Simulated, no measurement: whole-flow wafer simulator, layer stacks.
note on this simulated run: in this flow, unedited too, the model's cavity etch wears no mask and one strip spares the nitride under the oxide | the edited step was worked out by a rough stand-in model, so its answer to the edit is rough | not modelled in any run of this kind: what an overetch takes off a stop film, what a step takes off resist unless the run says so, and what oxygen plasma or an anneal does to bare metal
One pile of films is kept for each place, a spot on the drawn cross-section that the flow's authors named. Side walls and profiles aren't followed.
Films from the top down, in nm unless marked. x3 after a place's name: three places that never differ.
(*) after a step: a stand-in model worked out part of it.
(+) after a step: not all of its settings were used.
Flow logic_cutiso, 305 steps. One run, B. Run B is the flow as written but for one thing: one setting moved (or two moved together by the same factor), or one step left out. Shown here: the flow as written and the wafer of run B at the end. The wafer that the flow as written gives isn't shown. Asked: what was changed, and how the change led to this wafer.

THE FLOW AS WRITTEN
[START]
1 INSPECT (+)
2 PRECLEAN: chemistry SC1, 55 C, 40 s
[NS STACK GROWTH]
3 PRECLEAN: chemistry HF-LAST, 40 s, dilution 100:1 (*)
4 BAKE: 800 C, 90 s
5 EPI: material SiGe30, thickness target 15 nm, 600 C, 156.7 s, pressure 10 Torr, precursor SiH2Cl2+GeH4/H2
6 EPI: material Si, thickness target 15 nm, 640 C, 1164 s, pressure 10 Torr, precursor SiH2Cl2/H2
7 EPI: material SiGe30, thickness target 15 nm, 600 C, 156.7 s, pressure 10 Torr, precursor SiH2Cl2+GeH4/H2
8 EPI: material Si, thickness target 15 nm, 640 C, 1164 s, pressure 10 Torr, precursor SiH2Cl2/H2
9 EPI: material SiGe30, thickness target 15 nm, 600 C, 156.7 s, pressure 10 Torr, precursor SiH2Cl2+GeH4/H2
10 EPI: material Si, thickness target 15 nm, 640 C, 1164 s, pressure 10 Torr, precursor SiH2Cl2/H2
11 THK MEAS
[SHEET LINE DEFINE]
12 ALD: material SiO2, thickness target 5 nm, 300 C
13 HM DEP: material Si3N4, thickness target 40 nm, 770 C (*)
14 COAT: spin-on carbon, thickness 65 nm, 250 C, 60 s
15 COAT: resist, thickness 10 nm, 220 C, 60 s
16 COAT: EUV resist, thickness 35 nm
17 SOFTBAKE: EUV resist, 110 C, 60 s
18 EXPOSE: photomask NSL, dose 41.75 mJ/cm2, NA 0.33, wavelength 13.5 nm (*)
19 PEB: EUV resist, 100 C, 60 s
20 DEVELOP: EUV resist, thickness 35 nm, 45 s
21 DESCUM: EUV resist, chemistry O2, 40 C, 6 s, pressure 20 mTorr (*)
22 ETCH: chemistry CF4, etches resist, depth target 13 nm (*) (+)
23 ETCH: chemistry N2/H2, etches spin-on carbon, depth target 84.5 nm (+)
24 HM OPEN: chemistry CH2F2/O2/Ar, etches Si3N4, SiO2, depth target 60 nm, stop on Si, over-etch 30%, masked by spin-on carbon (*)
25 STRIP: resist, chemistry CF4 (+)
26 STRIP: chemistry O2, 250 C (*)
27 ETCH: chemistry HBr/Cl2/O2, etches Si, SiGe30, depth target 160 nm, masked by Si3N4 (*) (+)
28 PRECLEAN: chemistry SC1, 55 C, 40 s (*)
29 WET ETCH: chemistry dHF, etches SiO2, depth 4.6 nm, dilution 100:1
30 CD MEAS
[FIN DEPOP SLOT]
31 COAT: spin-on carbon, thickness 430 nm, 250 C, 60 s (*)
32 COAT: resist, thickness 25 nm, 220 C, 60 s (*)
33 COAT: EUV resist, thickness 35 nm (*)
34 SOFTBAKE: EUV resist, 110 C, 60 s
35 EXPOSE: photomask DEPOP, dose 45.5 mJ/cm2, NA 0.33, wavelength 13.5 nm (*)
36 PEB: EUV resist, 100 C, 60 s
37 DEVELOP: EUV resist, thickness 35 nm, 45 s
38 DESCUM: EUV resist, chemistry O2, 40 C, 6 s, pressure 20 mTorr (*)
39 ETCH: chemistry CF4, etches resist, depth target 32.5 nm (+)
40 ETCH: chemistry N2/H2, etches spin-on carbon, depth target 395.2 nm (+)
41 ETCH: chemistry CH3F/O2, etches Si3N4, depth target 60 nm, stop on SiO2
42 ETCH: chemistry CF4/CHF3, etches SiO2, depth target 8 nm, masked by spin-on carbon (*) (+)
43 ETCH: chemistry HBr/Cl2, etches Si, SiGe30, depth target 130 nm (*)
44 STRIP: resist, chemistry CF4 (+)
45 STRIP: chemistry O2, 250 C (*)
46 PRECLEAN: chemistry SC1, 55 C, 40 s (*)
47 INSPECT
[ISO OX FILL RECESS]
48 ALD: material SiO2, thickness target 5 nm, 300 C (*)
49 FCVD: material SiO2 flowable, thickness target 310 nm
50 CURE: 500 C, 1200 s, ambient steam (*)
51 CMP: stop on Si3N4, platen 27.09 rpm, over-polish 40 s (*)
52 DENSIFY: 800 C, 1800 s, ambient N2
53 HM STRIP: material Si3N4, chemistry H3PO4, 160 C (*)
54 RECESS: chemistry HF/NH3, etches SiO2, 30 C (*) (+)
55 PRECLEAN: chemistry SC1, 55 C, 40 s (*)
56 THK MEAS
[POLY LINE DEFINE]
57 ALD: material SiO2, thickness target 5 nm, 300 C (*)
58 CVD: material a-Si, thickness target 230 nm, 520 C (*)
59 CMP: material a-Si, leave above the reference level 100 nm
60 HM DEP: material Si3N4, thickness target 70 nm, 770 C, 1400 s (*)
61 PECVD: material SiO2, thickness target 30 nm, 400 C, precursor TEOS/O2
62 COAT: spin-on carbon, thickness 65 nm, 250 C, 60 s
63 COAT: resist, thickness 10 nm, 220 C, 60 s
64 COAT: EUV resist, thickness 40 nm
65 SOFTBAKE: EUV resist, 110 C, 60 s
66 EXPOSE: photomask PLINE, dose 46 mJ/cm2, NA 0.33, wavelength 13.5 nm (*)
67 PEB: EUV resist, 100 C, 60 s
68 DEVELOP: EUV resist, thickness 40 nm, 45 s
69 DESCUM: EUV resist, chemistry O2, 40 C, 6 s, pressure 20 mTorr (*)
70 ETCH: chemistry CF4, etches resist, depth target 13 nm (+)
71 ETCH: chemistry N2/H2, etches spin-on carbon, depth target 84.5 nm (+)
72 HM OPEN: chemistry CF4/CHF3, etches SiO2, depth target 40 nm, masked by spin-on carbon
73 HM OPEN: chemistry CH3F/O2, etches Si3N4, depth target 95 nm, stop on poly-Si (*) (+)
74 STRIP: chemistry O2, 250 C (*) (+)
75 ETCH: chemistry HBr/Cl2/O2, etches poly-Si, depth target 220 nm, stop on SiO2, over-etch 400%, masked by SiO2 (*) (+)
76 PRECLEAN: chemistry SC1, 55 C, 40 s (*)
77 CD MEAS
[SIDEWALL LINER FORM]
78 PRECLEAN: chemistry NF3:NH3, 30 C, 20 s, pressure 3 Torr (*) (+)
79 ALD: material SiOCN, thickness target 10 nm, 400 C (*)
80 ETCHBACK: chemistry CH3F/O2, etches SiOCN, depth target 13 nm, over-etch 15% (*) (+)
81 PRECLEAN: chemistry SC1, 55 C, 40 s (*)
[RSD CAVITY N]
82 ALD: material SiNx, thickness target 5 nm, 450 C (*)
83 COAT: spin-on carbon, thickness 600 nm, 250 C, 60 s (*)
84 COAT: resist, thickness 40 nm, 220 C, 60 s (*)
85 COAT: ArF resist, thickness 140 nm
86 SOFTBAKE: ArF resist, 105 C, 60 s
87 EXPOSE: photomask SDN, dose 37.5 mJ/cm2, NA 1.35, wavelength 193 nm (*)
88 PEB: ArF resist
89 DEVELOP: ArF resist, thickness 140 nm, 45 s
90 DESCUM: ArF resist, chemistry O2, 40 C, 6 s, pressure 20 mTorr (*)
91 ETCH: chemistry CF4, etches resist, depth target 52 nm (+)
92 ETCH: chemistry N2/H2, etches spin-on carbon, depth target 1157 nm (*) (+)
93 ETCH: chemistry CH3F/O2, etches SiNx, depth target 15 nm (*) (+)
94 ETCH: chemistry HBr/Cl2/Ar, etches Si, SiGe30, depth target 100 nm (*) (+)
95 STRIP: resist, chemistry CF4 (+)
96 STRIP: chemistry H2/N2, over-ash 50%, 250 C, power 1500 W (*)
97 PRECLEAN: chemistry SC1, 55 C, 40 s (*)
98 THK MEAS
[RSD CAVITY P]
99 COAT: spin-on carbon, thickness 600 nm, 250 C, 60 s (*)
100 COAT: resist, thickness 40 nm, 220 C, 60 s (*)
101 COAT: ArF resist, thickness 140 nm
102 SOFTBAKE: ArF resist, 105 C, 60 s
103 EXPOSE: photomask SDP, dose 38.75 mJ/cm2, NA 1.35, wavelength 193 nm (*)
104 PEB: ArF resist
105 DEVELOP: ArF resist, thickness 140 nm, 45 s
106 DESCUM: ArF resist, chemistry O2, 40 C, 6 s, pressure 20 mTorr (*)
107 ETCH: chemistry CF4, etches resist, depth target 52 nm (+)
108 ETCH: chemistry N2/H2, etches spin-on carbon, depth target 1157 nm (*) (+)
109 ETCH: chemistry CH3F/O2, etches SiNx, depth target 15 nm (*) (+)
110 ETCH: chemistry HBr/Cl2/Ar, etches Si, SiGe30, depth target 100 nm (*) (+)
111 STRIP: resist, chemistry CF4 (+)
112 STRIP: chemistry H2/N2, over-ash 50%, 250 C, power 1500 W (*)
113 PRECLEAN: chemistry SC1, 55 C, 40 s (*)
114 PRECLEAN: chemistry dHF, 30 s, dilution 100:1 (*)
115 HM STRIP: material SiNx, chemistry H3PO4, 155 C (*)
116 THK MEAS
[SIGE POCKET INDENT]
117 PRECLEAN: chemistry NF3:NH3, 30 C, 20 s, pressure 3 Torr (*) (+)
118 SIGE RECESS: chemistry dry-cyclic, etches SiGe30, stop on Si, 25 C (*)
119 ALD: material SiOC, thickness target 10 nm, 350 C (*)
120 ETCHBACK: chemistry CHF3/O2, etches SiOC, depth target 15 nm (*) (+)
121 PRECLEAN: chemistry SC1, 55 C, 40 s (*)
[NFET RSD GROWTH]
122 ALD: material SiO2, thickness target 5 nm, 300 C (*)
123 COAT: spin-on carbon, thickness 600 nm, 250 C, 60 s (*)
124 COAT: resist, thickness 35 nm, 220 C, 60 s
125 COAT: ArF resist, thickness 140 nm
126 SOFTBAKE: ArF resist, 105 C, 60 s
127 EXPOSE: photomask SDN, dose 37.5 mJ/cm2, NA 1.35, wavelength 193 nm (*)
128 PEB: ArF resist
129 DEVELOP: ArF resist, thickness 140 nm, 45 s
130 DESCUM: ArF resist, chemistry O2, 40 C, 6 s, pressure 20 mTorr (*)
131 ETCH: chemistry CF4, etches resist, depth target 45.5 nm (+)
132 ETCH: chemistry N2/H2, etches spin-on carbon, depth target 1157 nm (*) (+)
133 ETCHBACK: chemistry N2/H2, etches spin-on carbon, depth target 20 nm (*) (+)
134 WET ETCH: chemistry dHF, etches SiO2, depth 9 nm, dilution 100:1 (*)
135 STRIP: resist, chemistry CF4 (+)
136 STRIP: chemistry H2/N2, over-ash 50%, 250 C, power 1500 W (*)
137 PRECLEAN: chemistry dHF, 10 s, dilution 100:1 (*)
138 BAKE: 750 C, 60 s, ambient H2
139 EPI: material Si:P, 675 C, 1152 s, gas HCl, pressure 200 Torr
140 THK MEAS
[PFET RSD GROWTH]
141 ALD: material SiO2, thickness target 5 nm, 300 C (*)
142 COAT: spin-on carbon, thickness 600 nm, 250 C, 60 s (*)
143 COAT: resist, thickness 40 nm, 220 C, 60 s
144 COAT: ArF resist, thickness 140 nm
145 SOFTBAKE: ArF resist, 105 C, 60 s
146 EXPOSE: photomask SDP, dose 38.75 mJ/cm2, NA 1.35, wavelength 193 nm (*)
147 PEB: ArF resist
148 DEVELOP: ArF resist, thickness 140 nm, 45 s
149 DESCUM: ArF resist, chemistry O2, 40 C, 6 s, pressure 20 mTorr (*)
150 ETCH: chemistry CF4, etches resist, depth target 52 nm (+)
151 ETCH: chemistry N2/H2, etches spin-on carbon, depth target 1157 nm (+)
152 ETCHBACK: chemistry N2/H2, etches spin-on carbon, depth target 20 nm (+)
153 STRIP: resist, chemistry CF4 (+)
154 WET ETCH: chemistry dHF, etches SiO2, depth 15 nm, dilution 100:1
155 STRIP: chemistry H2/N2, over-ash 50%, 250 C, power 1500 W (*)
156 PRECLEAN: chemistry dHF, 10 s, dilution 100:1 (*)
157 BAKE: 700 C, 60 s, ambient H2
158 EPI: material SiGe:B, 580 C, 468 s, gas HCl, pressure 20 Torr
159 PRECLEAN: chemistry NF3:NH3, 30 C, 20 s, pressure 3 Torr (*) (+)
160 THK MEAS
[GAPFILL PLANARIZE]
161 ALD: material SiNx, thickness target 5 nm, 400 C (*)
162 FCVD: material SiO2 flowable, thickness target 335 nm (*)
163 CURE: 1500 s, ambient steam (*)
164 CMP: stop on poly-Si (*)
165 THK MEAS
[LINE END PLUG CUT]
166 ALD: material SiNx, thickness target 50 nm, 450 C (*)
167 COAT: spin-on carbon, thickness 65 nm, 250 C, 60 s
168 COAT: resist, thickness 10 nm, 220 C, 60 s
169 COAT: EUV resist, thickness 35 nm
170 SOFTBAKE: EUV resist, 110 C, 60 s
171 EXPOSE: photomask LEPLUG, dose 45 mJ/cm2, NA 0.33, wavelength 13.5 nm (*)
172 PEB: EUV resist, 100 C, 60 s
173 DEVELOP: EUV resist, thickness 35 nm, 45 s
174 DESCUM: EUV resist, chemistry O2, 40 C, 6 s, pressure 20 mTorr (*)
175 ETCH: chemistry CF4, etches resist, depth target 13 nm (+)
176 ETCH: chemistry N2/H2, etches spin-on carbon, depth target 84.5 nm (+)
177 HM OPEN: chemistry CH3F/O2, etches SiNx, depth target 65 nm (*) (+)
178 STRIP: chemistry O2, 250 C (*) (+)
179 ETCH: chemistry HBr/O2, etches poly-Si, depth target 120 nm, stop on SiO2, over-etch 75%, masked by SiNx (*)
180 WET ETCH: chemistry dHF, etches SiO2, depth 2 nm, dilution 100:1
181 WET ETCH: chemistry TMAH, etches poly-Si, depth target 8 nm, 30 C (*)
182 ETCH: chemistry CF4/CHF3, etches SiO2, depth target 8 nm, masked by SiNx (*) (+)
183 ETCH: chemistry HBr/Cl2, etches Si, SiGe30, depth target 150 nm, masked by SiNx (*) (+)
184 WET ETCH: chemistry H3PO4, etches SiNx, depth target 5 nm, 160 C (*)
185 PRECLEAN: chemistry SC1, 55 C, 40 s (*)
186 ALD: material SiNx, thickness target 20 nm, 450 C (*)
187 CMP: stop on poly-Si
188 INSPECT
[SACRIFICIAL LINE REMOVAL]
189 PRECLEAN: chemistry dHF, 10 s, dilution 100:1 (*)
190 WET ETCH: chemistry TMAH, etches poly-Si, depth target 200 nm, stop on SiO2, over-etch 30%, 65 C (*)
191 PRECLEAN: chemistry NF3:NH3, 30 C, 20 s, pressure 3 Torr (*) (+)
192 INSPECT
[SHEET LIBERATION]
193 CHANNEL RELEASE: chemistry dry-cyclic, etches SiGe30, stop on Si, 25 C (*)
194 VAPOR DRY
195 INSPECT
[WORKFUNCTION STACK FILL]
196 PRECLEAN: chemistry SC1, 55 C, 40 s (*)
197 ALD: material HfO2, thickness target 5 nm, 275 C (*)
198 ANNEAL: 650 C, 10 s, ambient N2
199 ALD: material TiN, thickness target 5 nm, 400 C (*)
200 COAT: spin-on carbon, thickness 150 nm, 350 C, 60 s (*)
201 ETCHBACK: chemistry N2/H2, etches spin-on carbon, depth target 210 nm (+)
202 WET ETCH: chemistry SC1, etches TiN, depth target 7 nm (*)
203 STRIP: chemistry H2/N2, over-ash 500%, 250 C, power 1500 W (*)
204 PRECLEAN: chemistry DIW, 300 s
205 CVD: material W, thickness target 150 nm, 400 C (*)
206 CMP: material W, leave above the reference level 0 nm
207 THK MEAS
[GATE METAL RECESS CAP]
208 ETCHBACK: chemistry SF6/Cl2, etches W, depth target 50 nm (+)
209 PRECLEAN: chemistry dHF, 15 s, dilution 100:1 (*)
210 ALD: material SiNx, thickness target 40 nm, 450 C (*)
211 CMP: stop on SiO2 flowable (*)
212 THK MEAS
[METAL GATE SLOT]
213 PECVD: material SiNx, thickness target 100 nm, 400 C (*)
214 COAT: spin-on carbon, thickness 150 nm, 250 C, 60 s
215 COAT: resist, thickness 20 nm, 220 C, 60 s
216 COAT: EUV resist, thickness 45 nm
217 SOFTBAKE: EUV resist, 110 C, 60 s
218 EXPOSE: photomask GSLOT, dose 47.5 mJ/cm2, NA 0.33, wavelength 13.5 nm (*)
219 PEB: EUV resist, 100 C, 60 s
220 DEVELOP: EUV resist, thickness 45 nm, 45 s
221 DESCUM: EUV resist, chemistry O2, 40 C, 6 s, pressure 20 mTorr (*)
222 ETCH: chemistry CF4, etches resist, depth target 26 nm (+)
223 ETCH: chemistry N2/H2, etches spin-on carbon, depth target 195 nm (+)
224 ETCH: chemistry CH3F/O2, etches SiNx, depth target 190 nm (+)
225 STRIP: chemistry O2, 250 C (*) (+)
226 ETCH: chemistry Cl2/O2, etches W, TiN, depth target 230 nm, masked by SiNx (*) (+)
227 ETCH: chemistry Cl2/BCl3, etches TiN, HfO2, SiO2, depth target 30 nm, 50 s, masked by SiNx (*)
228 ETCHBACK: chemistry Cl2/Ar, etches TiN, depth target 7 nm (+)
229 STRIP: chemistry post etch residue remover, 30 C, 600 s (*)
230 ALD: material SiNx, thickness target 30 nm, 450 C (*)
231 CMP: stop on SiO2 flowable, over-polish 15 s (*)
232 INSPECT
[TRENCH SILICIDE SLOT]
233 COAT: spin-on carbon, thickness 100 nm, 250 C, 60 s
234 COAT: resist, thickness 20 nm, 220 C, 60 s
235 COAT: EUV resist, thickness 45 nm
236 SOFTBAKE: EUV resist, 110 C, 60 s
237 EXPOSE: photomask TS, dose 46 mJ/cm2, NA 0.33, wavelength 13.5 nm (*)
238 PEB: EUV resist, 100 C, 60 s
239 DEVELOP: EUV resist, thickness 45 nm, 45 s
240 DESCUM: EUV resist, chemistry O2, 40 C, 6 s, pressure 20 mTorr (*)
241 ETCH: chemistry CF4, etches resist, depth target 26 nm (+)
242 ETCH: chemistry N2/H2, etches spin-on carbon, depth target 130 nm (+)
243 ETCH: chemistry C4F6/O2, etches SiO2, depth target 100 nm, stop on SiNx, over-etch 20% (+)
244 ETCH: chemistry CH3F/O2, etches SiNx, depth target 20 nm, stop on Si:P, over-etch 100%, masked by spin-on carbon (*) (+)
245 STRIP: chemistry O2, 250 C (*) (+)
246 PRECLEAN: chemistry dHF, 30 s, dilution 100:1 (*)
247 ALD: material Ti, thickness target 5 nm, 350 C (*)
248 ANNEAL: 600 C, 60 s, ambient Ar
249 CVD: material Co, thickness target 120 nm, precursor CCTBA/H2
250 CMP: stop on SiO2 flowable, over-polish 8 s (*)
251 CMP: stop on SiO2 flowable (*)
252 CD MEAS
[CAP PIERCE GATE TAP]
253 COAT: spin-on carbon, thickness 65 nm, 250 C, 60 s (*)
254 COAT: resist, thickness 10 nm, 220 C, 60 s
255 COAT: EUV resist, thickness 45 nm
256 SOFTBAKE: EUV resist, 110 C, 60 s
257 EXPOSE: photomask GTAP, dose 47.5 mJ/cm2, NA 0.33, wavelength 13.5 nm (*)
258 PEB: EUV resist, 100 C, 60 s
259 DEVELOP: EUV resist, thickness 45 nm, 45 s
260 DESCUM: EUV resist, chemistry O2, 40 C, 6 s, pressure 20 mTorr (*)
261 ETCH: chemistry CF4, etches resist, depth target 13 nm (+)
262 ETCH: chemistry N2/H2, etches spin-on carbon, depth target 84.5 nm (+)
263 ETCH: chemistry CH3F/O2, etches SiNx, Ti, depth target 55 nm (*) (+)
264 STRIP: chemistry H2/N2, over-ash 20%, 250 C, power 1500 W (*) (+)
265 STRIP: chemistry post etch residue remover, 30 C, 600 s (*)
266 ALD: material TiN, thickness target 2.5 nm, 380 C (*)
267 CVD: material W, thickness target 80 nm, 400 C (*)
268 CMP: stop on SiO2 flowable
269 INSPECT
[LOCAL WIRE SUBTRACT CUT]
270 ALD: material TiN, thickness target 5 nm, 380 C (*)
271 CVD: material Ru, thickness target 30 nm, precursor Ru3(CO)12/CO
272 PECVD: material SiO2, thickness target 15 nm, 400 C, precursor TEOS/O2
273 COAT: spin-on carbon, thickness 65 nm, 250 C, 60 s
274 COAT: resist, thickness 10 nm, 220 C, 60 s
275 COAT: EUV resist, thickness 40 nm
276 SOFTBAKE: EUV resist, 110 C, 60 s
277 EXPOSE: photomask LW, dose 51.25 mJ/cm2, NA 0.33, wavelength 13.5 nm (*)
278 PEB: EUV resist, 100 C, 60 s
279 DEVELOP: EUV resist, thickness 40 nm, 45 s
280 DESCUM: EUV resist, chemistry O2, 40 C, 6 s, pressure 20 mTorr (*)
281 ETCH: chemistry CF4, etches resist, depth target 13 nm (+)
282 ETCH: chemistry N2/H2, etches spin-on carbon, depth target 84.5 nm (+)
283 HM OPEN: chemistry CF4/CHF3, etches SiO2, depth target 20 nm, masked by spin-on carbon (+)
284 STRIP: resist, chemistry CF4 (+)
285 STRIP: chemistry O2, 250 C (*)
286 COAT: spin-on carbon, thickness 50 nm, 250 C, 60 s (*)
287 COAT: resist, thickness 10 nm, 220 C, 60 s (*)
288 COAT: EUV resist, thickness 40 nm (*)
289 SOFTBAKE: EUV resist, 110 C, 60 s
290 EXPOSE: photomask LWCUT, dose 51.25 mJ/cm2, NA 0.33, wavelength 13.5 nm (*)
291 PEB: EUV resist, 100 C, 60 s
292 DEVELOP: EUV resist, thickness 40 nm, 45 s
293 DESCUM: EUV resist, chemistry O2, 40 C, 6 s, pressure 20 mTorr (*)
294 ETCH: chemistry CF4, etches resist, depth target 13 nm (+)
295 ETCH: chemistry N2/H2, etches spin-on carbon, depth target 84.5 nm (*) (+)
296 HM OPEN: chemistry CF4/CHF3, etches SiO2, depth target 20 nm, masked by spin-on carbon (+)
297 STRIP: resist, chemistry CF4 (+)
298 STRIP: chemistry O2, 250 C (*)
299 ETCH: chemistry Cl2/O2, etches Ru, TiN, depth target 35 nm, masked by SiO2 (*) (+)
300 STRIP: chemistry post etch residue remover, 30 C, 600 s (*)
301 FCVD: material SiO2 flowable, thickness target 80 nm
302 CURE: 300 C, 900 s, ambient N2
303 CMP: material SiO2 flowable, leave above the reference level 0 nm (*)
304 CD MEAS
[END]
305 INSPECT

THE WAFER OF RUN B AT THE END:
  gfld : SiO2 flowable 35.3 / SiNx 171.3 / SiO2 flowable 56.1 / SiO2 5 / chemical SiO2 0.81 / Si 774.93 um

The cause: step 227, ETCH: depth target 12.8 nm was run, where the flow has depth target 30 nm.

How the change led to this, step by step:
  227 ETCH: chemistry Cl2/BCl3, etches TiN, HfO2, SiO2, depth target 30 nm, 50 s, masked by SiNx (*)
      gfld: HfO2 -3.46 (all of it), SiO2 flowable -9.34 (as written it would be: HfO2 -3.46 (all of it), SiO2 flowable -26.5)
  230 ALD: material SiNx, thickness target 30 nm, 450 C (*)
      gfld: SiNx +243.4 (new film) (as written it would be: SiNx +260.6 (new film))
